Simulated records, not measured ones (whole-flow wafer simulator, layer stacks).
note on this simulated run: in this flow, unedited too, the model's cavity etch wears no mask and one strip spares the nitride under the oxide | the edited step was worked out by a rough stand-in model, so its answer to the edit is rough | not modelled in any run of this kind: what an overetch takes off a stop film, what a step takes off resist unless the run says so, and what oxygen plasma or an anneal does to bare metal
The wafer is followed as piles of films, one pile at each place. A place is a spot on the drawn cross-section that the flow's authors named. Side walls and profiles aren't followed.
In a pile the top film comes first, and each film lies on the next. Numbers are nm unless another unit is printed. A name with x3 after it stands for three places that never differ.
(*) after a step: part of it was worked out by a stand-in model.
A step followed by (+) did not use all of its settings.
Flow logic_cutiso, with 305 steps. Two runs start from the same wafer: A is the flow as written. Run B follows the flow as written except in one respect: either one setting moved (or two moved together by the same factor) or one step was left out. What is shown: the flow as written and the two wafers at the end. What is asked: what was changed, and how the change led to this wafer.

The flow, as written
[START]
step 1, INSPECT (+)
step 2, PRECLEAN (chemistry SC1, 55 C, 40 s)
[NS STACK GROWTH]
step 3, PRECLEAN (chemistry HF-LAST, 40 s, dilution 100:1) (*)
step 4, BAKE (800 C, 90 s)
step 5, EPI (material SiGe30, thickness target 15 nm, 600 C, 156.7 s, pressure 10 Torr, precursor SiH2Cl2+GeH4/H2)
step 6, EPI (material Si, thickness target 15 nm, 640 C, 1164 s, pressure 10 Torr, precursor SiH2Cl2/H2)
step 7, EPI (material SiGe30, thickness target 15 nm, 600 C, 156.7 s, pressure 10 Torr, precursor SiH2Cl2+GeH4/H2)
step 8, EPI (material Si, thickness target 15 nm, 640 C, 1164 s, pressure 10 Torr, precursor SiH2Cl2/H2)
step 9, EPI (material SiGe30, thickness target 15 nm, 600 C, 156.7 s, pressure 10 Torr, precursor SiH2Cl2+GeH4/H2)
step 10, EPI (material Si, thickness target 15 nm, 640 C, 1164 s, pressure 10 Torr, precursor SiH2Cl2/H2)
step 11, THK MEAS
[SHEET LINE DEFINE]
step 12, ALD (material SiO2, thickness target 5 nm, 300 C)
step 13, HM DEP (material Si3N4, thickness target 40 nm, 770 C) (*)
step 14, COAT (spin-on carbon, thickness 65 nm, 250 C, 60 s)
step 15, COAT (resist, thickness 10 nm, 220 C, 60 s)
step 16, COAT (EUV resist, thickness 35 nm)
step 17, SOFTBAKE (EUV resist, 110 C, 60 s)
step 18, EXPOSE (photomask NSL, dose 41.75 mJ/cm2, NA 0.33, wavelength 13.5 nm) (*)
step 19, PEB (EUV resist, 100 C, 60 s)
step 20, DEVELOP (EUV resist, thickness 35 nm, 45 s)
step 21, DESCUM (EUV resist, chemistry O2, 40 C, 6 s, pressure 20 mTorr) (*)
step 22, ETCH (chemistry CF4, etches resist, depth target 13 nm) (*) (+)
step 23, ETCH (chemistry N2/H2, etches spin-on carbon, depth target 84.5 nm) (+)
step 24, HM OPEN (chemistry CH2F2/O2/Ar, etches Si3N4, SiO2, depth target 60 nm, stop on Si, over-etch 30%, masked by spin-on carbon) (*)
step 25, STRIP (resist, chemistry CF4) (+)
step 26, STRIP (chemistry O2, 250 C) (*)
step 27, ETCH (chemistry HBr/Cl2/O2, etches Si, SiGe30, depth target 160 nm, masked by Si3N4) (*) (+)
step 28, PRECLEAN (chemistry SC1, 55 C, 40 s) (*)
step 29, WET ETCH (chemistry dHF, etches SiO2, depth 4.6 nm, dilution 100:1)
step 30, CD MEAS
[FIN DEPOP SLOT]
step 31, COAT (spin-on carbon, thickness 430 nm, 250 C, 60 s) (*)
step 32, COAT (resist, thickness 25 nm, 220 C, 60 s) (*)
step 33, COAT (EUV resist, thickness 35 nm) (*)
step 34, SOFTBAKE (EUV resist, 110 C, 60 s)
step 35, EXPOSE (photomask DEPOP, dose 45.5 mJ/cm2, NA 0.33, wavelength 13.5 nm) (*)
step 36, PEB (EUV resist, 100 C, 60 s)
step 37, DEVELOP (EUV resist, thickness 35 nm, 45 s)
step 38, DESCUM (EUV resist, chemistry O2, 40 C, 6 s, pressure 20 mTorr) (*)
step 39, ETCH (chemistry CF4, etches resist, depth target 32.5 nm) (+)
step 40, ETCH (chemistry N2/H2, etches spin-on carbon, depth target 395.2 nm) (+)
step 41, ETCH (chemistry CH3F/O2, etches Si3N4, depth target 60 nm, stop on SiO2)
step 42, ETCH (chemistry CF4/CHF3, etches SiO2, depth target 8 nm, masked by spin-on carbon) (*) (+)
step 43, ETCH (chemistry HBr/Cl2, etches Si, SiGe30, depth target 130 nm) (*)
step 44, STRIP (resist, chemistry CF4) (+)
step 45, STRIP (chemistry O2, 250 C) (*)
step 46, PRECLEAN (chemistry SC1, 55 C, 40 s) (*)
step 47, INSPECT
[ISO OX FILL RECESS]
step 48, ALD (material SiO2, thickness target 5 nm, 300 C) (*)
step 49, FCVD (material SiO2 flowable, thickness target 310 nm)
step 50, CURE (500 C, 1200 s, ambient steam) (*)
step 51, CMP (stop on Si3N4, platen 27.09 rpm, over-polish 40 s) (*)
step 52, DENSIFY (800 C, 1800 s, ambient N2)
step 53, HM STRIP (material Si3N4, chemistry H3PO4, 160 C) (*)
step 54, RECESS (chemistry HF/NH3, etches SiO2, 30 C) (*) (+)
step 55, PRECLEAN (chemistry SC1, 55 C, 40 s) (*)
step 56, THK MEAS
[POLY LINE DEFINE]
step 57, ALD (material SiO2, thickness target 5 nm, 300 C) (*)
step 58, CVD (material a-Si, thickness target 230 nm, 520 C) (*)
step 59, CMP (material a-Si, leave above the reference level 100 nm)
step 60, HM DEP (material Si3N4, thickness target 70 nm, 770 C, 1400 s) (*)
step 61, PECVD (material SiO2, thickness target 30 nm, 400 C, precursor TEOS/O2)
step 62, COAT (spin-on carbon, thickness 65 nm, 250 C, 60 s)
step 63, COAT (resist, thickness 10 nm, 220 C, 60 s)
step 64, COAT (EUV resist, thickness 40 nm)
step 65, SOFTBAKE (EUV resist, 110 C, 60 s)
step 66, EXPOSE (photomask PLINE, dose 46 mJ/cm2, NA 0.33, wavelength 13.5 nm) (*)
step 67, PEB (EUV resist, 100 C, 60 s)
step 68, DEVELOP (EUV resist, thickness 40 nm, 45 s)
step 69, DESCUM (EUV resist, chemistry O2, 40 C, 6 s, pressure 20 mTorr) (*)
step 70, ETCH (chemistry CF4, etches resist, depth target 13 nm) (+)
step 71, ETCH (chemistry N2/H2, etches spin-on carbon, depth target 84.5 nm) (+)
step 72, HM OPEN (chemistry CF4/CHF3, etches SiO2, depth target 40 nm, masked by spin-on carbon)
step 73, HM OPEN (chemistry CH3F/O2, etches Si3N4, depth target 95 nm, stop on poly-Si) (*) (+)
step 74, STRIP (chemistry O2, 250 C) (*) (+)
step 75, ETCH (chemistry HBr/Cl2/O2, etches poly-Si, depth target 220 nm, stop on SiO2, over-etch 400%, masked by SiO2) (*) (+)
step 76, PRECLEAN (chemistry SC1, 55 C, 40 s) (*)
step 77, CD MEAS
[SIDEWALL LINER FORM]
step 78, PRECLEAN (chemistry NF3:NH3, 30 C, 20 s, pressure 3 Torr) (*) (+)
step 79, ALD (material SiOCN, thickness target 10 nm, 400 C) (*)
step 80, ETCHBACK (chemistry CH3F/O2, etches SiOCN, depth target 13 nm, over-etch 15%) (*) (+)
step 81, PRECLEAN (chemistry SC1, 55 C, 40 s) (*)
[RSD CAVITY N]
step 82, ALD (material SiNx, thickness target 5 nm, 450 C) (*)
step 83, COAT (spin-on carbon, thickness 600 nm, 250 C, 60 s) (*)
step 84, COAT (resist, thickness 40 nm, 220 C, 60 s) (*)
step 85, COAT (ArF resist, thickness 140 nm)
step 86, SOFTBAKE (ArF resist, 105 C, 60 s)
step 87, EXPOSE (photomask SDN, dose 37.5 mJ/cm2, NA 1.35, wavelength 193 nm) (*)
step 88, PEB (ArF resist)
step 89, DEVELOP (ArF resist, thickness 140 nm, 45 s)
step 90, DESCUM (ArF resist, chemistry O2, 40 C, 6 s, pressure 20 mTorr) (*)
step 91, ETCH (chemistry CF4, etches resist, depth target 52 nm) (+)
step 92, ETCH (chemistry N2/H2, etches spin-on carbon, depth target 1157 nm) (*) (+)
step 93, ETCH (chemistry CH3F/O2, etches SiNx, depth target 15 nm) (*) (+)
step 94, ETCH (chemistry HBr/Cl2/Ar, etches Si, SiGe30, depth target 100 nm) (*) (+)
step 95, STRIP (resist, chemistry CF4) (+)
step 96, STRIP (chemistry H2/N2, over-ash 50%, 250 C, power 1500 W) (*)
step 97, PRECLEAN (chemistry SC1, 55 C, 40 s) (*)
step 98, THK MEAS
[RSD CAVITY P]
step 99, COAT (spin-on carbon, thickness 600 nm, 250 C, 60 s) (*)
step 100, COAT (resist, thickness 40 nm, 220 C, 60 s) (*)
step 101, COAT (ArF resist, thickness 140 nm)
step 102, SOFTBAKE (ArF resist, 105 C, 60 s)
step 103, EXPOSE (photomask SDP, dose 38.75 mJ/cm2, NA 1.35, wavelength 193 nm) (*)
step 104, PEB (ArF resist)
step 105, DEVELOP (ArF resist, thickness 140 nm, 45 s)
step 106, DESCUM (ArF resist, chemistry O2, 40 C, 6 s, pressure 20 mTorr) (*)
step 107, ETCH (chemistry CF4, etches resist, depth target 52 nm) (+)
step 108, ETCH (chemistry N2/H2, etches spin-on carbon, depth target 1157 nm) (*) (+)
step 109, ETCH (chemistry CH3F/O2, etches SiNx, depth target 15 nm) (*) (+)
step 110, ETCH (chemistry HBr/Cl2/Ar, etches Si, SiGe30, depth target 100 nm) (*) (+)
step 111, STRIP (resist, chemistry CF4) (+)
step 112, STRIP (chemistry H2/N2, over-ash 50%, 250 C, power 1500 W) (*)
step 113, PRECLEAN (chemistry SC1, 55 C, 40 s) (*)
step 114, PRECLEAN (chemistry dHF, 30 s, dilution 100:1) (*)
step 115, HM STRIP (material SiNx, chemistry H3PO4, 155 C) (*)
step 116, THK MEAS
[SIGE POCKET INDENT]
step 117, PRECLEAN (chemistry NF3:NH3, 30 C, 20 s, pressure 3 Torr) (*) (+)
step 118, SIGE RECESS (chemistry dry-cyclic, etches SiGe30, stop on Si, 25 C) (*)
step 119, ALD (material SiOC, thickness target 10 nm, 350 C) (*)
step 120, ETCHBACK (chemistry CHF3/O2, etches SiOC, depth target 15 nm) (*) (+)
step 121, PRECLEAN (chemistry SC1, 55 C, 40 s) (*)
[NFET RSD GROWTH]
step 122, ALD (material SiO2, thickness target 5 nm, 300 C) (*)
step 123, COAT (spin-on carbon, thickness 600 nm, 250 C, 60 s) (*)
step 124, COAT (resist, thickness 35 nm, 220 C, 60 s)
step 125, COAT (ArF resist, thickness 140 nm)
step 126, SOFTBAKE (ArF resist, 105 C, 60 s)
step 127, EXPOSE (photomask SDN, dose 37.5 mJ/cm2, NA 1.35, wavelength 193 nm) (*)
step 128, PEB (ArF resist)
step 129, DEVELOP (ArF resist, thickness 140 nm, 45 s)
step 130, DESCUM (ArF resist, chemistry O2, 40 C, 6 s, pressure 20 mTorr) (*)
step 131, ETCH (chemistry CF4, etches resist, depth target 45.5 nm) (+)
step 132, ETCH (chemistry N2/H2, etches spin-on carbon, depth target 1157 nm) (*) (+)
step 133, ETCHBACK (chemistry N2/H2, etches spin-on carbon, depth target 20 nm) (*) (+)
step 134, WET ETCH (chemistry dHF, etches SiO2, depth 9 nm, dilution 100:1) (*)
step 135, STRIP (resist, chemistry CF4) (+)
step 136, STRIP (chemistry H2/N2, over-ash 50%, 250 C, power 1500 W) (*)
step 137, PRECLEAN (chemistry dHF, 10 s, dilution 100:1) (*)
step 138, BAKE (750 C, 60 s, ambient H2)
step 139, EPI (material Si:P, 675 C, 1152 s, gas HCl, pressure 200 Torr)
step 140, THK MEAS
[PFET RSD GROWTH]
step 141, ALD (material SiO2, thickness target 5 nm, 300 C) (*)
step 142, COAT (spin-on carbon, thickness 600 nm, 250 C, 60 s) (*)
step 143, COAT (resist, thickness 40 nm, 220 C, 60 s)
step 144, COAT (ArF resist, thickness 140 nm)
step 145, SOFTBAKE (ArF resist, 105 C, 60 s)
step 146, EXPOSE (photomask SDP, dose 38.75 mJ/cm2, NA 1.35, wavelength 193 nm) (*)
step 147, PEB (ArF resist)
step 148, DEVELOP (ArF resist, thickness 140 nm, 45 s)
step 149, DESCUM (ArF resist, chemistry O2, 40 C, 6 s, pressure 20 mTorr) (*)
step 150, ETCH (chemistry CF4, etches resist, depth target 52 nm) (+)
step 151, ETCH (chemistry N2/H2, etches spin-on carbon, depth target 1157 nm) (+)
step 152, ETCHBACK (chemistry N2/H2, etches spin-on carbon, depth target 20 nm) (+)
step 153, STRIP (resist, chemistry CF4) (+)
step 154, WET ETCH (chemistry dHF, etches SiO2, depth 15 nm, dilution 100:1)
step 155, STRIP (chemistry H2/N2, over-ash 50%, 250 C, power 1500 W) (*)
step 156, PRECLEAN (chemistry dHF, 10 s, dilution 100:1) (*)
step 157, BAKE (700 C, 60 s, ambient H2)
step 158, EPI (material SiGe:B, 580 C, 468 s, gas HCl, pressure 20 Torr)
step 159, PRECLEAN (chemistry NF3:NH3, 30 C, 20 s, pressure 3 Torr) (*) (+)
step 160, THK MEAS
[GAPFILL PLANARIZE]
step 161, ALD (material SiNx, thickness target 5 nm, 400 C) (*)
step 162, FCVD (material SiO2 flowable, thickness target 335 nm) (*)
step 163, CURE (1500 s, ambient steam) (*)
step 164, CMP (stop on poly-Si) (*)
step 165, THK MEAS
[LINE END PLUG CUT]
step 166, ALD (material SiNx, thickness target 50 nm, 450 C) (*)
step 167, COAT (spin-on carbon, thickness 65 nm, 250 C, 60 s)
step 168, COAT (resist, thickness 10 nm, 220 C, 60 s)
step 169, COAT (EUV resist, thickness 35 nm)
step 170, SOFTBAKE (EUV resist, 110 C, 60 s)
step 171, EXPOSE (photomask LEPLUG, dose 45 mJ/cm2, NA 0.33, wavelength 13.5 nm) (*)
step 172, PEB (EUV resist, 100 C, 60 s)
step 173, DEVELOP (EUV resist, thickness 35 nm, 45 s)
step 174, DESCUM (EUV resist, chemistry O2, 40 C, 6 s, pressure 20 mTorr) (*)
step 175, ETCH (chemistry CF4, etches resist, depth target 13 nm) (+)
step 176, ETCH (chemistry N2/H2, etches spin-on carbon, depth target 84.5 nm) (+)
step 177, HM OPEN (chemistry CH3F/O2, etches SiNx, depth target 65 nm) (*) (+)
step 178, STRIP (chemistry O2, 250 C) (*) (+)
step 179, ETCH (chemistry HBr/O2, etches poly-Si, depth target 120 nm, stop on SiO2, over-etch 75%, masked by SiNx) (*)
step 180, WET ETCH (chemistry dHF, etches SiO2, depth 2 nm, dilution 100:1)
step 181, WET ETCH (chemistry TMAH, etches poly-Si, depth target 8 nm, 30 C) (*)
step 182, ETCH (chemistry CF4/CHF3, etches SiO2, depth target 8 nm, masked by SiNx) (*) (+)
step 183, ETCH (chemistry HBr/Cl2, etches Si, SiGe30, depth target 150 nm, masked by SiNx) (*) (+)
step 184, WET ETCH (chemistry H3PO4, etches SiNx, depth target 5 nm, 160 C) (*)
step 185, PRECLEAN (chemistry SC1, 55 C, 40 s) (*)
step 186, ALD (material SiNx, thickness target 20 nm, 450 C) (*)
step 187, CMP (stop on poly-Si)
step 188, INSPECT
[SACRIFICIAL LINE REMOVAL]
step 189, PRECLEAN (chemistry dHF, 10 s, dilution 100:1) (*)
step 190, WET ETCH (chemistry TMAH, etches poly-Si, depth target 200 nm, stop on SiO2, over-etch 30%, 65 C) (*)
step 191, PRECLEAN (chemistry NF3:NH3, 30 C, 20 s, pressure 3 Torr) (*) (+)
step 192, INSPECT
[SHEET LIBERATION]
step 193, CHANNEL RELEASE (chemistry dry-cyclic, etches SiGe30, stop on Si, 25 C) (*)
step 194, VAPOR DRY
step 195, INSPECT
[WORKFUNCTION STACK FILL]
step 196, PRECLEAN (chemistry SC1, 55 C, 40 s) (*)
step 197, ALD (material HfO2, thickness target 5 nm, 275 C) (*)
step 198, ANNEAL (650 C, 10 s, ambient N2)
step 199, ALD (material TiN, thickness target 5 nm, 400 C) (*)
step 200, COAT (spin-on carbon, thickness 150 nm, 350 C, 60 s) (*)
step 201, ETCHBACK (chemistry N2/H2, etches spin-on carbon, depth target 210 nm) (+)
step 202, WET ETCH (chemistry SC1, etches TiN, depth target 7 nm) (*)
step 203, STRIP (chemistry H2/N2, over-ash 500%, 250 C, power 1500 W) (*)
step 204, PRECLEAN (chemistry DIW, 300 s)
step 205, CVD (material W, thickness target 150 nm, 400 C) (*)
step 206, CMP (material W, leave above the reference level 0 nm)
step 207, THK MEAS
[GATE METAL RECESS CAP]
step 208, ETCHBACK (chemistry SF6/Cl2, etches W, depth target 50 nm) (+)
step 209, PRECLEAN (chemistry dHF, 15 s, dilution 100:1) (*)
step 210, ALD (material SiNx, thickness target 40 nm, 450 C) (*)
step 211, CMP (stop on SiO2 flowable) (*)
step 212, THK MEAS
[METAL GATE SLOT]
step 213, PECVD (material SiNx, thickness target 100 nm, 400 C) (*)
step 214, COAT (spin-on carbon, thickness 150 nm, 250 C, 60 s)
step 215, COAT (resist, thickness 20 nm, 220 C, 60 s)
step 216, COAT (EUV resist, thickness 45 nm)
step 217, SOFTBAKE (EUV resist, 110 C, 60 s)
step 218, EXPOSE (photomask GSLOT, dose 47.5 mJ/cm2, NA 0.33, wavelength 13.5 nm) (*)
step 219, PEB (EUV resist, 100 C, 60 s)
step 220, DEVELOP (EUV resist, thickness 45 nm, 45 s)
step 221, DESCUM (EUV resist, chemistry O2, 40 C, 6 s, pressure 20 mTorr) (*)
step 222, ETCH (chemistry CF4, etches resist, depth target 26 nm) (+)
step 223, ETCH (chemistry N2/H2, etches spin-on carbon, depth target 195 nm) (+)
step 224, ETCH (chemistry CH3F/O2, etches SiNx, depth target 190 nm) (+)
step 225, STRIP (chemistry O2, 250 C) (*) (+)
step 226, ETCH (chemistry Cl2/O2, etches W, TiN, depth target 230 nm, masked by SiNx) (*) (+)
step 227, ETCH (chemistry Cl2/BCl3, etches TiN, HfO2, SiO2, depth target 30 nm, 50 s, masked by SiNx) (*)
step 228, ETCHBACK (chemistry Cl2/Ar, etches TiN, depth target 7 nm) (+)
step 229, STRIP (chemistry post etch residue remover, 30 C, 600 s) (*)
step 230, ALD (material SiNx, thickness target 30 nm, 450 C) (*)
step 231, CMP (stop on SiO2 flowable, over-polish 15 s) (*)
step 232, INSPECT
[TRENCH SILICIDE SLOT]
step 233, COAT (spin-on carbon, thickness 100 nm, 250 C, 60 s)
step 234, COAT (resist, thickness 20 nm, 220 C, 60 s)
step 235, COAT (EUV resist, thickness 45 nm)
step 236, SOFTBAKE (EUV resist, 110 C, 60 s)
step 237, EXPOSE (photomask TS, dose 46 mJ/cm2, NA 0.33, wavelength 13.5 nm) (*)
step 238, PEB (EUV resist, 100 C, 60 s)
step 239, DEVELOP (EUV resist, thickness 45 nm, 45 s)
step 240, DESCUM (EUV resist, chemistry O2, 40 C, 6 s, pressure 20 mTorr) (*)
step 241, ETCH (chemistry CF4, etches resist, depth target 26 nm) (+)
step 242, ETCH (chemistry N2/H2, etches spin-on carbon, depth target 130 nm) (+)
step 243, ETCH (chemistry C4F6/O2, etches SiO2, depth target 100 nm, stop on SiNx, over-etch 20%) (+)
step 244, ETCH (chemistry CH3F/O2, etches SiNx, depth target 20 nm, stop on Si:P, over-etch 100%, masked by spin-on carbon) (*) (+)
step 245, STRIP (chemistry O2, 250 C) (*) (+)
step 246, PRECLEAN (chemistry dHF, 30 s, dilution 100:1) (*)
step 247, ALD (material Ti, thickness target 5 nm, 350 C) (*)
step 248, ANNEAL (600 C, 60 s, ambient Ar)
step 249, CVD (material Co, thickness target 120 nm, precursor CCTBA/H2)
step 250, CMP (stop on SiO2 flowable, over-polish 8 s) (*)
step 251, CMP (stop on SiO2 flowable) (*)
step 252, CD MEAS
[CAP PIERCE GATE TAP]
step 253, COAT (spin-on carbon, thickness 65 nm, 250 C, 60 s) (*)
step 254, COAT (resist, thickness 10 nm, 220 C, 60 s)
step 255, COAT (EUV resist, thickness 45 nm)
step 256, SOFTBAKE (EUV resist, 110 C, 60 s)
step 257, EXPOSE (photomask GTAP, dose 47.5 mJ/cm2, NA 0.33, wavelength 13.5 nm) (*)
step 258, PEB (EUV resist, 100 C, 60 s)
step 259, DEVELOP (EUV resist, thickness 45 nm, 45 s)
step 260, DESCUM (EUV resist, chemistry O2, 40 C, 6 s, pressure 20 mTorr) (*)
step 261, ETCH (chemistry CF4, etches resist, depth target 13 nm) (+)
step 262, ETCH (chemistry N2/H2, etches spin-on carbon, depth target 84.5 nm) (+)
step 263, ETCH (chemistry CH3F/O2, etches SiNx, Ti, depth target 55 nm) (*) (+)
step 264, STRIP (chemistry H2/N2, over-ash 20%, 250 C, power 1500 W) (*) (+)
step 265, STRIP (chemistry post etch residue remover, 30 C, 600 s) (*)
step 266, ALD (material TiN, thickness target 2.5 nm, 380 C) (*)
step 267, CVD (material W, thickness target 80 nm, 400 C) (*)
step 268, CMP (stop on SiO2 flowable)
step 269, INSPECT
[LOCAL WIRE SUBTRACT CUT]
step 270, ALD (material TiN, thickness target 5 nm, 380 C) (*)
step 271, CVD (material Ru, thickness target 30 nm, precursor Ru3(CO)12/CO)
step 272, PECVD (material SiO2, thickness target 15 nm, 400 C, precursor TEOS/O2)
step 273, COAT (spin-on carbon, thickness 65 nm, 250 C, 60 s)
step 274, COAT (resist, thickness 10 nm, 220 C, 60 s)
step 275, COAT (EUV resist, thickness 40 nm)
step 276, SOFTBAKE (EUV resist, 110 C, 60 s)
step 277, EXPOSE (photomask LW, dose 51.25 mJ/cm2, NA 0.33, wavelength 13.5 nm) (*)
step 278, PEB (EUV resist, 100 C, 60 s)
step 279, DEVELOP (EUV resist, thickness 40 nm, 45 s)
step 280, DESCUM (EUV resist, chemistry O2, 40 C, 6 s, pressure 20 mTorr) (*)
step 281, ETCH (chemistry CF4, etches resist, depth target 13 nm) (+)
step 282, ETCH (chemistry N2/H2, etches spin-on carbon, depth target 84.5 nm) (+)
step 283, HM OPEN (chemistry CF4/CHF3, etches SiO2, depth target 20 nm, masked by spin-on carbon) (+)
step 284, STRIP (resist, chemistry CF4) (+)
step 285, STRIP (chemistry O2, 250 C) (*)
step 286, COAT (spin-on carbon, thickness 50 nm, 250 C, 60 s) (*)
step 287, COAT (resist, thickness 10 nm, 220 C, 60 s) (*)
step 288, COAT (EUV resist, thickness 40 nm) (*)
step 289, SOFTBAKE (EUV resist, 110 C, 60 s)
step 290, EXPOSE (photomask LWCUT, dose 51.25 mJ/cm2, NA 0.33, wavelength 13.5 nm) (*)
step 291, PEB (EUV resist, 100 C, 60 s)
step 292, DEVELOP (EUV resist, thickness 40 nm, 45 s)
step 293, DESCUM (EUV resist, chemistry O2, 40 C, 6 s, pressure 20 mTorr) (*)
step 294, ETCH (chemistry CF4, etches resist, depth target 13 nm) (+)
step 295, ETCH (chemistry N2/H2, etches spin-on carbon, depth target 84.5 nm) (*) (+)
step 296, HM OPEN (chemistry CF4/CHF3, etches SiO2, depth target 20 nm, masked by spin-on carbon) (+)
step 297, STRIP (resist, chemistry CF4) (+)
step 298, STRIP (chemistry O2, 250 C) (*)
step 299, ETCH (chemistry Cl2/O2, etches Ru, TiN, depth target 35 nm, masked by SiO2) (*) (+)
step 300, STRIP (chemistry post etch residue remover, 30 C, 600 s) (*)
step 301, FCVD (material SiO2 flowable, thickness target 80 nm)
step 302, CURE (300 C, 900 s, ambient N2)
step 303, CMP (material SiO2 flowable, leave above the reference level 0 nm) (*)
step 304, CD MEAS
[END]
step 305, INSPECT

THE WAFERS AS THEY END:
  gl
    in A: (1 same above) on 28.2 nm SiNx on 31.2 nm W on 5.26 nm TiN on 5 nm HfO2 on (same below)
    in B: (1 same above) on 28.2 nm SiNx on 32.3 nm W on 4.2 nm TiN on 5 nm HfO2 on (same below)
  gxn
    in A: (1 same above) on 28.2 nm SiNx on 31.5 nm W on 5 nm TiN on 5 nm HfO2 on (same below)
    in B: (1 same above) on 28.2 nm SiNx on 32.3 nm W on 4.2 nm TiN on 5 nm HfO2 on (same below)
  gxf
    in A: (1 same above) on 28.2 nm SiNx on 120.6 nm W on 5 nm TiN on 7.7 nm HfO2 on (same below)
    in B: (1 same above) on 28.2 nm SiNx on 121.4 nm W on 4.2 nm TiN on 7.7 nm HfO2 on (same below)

Cause: step 199, ALD: thickness target 4.2 nm was run, while the flow as written has thickness target 5 nm.
One can read it off the wafer: gxn has TiN 4.2, and step 199 as written asks for 5 nm.

The path from the change to this, step by step:
  step 199, ALD (material TiN, thickness target 5 nm, 400 C) (*)
      depop, dpovl, gxf and 12 more: A +5 TiN (new film) | B +4.2 TiN (new film)
      gl, glp, tap: A +5.26 TiN (new film), +4.49 TiN (new film), -4.49 cavity (all of it), +4.49 TiN (new film), -4.49 cavity (all of it), +4.49 TiN (new film), -4.49 cavity (all of it) | B +4.2 TiN (new film), +4.49 TiN (new film), -4.49 cavity (all of it), +4.49 TiN (new film), -4.49 cavity (all of it), +4.49 TiN (new film), -4.49 cavity (all of it)
      (and at 4 other places as well)
  step 202, WET ETCH (chemistry SC1, etches TiN, depth target 7 nm) (*)
      depop, dpovl, iso and 12 more: A -5 TiN (all of it) | B -4.2 TiN (all of it)
  step 203, STRIP (chemistry H2/N2, over-ash 500%, 250 C, power 1500 W) (*)
      gl, glp: A -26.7 spin-on carbon (all of it) | B -24.6 spin-on carbon (all of it)
      gxn, gxp: A -26.8 spin-on carbon (all of it) | B -24.3 spin-on carbon (all of it)
      (and at 3 other places as well)
  step 226, ETCH (chemistry Cl2/O2, etches W, TiN, depth target 230 nm, masked by SiNx) (*) (+)
      gfld: A -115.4 W (all of it), -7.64 TiN (all of it), -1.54 HfO2 | B -116.2 W (all of it), -6.84 TiN (all of it), -1.54 HfO2
